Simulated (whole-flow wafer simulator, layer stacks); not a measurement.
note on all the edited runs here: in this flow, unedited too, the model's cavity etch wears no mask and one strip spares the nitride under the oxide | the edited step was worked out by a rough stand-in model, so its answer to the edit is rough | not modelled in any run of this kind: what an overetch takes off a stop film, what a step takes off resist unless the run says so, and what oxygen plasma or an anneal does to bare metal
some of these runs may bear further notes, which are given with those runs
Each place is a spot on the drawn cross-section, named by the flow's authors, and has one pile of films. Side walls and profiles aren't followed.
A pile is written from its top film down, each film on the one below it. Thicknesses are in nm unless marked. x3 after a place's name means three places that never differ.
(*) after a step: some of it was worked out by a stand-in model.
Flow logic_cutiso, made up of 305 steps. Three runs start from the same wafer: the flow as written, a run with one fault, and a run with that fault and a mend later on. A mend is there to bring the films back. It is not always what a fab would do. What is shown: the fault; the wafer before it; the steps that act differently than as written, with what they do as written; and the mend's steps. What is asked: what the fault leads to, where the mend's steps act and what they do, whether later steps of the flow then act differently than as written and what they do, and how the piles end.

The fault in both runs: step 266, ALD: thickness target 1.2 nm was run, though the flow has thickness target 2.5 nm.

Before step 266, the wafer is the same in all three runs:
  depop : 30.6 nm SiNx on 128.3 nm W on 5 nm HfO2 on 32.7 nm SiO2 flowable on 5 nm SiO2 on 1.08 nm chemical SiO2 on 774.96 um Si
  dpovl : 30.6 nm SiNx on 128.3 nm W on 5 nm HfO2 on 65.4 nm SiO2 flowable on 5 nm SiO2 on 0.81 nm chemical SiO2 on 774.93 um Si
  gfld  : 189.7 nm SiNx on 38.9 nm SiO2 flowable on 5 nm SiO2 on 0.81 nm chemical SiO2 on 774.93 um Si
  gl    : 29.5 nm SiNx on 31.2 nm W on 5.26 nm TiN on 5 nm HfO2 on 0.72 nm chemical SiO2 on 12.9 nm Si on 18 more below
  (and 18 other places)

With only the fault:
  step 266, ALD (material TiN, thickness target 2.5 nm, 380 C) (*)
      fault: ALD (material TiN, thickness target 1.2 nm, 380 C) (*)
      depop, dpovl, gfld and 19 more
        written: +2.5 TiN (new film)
        fault: +1.2 TiN (new film)
  Steps later in the flow that act otherwise than as written:
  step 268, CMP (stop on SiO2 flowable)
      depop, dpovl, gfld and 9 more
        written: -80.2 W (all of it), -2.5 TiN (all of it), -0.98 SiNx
        fault: -80.2 W (all of it), -1.2 TiN (all of it), -0.98 SiNx
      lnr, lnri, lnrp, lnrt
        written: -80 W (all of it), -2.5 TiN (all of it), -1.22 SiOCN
        fault: -80 W (all of it), -1.2 TiN (all of it), -1.22 SiOCN
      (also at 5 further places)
  At tap, the piles at the end differ from the flow's by more than 2% or 0.5 nm, whichever is larger.
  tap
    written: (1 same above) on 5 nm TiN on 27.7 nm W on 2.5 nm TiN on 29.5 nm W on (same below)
    fault: (1 same above) on 5 nm TiN on 29 nm W on 1.2 nm TiN on 29.5 nm W on (same below)

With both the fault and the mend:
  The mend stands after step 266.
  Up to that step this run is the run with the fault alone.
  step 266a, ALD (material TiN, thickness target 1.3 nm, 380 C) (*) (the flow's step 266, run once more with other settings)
      depop, dpovl, gfld and 19 more
        +1.3 TiN
  None of the later steps of the flow acts differently than as written at any place that is followed.
  At every place that both follow, the piles at the end match the flow's.
